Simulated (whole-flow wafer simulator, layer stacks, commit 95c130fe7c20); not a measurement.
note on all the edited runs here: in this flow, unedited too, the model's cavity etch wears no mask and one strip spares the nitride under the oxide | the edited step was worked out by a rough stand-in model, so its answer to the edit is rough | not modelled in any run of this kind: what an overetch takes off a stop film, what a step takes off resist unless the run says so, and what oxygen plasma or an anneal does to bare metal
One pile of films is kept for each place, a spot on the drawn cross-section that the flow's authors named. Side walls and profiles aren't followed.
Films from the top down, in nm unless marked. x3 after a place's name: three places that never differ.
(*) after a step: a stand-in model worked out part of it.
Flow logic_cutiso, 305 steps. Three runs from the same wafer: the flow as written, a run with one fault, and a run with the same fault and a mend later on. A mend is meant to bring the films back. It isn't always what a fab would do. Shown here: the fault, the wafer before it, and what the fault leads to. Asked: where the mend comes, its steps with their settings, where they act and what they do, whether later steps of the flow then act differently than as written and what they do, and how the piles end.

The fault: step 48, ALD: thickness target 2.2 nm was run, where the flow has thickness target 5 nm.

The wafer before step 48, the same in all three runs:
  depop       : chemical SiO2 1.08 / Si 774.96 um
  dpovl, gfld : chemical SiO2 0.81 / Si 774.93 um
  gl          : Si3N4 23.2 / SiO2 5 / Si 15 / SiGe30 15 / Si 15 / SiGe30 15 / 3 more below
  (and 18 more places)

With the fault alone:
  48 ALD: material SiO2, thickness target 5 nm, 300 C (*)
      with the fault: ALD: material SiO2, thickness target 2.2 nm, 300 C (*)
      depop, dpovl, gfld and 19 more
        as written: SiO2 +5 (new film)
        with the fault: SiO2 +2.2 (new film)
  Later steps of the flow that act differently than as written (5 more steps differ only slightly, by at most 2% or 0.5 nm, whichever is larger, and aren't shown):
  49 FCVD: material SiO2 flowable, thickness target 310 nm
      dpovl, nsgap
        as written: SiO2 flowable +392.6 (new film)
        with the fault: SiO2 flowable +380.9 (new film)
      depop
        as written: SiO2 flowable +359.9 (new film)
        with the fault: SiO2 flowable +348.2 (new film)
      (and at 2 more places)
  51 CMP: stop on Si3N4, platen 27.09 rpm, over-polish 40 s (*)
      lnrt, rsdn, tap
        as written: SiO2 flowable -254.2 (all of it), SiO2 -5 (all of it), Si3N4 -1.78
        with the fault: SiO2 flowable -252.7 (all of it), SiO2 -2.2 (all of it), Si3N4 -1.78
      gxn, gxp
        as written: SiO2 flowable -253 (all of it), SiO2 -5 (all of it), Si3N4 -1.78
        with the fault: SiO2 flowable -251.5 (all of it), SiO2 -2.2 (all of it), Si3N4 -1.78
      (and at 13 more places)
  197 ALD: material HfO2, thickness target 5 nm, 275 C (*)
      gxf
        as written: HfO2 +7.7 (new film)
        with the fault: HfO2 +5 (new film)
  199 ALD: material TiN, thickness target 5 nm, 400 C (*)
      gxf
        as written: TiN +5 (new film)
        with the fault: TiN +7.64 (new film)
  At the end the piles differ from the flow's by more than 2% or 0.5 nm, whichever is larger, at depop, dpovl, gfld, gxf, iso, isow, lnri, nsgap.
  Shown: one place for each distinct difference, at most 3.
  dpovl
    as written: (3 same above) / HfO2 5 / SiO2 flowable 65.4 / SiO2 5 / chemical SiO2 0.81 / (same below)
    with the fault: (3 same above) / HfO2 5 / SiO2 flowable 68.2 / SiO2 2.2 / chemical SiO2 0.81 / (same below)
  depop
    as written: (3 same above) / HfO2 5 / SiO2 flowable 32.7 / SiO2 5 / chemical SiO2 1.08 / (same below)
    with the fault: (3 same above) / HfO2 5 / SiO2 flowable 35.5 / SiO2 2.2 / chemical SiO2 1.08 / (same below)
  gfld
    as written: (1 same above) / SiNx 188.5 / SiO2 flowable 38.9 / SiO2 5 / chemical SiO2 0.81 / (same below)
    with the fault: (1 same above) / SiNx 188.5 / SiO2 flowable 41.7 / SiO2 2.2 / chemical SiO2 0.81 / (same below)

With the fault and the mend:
  The mend comes after step 48.
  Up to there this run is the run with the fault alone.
  48a ALD: material SiO2, thickness target 2.8 nm, 300 C (*) (the flow's step 48 once more, with other settings)
      depop, dpovl, gfld and 19 more
        SiO2 +2.8
  No later step of the flow acts differently than as written, at any place that is followed, by more than 2% or 0.5 nm, whichever is larger.
  At the end the piles are the same as the flow's at every place that both follow.
